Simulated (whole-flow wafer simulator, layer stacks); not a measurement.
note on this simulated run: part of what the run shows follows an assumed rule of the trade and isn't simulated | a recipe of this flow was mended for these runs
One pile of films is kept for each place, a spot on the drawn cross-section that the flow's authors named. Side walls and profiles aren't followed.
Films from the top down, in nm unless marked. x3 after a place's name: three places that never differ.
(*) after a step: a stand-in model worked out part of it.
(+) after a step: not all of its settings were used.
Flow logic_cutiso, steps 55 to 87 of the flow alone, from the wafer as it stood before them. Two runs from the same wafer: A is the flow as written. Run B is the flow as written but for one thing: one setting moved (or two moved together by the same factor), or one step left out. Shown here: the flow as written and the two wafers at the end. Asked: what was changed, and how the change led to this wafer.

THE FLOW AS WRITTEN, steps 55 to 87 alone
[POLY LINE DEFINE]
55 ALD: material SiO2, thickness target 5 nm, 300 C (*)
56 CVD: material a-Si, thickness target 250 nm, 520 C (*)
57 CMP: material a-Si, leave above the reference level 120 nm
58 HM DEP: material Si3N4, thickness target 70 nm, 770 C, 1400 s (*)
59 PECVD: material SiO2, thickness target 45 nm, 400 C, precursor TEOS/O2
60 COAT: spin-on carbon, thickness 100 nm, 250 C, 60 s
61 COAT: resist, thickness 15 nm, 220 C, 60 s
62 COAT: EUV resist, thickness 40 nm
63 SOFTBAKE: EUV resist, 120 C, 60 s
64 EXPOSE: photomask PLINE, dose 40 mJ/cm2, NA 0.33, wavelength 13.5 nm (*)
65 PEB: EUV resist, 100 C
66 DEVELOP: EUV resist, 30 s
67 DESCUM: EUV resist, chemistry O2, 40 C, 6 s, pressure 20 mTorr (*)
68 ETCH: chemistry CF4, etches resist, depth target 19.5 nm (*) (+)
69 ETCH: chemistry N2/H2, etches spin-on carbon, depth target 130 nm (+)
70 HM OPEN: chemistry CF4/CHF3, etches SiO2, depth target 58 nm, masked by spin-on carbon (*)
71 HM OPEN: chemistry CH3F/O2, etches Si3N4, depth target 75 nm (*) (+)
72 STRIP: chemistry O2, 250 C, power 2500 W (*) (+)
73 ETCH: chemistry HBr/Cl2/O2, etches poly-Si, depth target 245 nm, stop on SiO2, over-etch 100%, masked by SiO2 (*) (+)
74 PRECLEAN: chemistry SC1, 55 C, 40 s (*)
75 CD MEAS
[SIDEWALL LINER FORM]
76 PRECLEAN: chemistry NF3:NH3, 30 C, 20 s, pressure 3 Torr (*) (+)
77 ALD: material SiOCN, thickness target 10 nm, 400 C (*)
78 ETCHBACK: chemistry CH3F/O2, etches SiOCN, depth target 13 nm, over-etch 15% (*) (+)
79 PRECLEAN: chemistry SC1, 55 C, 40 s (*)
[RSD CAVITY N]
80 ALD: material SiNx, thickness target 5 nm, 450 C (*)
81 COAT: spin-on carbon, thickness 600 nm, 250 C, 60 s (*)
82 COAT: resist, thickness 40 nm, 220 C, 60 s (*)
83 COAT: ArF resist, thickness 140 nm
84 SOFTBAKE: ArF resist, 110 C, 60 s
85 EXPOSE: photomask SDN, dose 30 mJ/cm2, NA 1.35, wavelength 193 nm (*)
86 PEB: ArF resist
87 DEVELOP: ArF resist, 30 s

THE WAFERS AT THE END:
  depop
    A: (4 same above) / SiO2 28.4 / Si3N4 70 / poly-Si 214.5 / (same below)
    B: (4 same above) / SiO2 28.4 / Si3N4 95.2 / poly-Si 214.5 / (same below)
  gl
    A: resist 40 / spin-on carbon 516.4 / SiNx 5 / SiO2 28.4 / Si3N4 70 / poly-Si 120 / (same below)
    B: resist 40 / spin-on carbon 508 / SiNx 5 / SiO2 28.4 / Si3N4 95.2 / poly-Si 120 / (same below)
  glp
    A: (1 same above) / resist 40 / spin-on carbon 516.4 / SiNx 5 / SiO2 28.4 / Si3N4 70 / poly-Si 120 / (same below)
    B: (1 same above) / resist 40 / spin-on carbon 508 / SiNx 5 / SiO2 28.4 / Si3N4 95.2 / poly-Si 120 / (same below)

The cause: step 58, HM DEP: thickness target 95.2 nm was run, where the flow has thickness target 70 nm; step 58, HM DEP: 1904 s was run, where the flow has 1400 s.
It can be read off the wafer: depop has Si3N4 95.2, and step 58 as written asks for 70 nm.

How the change led to this, step by step:
  58 HM DEP: material Si3N4, thickness target 70 nm, 770 C, 1400 s (*)
      gl, glp, gxn and 11 more: A Si3N4 +70 (new film), poly-Si +120 (new film), a-Si -120 (all of it) | B Si3N4 +95.2 (new film), poly-Si +120 (new film), a-Si -120 (all of it)
      depop, dpovl x3, gfld, gxf, iso, lnri: A Si3N4 +70 (new film), poly-Si +214.5 (new film), a-Si -214.5 (all of it) | B Si3N4 +95.2 (new film), poly-Si +214.5 (new film), a-Si -214.5 (all of it)
  71 HM OPEN: chemistry CH3F/O2, etches Si3N4, depth target 75 nm (*) (+)
      iso, lnr, lnri and 6 more: A Si3N4 -55.2 (all of it), poly-Si -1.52 | B Si3N4 -75
  72 STRIP: chemistry O2, 250 C, power 2500 W (*) (+)
      iso, lnr, lnri and 6 more: A chemical SiO2 +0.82 (new film), poly-Si -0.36 | B nothing
  73 ETCH: chemistry HBr/Cl2/O2, etches poly-Si, depth target 245 nm, stop on SiO2, over-etch 100%, masked by SiO2 (*) (+)
      lnr, lnrp, lnrt, rsdn, rsdp, rsdw, rsdx: A chemical SiO2 -0.82 (all of it), poly-Si -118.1 (all of it), SiO2 -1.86 | B Si3N4 -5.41 (all of it), poly-Si -120 (all of it), SiO2 -1.55
      iso, lnri: A chemical SiO2 -0.82 (all of it), poly-Si -212.6 (all of it), SiO2 -1.39 | B Si3N4 -5.41 (all of it), poly-Si -214.5 (all of it), SiO2 -1.08
  81 COAT: spin-on carbon, thickness 600 nm, 250 C, 60 s (*)
      rsdn, rsdw, rsdx: A spin-on carbon +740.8 (new film) | B spin-on carbon +757.6 (new film)
      rsdp: A spin-on carbon +740.8 (new film) | B spin-on carbon +757.7 (new film)
